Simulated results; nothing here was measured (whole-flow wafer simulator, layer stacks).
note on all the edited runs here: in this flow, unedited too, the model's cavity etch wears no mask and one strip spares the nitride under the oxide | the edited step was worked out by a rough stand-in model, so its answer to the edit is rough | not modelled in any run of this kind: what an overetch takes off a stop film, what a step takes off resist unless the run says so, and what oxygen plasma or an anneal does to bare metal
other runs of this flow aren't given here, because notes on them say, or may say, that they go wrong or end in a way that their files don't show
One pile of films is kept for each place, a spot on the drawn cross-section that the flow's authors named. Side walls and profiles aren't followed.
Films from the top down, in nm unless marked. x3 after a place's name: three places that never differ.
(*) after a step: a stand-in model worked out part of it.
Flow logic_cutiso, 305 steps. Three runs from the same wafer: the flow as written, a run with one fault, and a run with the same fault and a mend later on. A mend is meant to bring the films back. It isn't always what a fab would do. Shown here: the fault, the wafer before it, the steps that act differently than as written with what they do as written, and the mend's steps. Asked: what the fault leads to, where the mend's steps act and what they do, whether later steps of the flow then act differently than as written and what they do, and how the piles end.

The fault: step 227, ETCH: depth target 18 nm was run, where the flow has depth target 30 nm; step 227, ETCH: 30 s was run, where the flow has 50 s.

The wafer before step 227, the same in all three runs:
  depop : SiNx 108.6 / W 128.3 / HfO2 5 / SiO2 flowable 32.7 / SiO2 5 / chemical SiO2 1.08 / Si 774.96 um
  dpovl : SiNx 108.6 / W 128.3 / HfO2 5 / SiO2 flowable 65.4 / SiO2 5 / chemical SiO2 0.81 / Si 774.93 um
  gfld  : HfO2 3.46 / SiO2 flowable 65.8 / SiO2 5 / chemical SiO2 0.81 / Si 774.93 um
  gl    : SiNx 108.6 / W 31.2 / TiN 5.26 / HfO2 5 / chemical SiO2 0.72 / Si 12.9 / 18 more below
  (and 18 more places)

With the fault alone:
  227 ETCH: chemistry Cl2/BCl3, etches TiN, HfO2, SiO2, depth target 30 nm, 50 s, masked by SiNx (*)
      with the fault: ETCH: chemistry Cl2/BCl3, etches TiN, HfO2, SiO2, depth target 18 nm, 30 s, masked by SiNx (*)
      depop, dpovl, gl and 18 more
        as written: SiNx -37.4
        with the fault: SiNx -22.5
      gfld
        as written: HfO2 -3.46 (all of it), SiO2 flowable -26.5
        with the fault: HfO2 -3.46 (all of it), SiO2 flowable -14.5
  Later steps of the flow that act differently than as written (1 more step differs only slightly, by at most 2% or 0.5 nm, whichever is larger, and isn't shown):
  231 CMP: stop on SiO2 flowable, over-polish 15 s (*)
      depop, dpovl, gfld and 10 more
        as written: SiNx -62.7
        with the fault: SiNx -77.7
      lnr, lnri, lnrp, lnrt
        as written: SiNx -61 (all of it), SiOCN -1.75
        with the fault: SiNx -75.9 (all of it), SiOCN -1.75
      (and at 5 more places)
  At the end the piles differ from the flow's by more than 2% or 0.5 nm, whichever is larger, at gfld.
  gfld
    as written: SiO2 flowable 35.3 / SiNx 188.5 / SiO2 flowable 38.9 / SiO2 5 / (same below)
    with the fault: SiO2 flowable 35.3 / SiNx 176.5 / SiO2 flowable 50.9 / SiO2 5 / (same below)

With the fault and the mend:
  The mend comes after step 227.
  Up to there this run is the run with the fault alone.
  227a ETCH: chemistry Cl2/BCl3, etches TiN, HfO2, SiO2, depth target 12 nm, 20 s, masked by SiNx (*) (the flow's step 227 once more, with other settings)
      depop, dpovl, gl and 18 more
        SiNx -15
      gfld
        SiO2 flowable -12
  No later step of the flow acts differently than as written at any place that is followed.
  At the end the piles are the same as the flow's at every place that both follow.
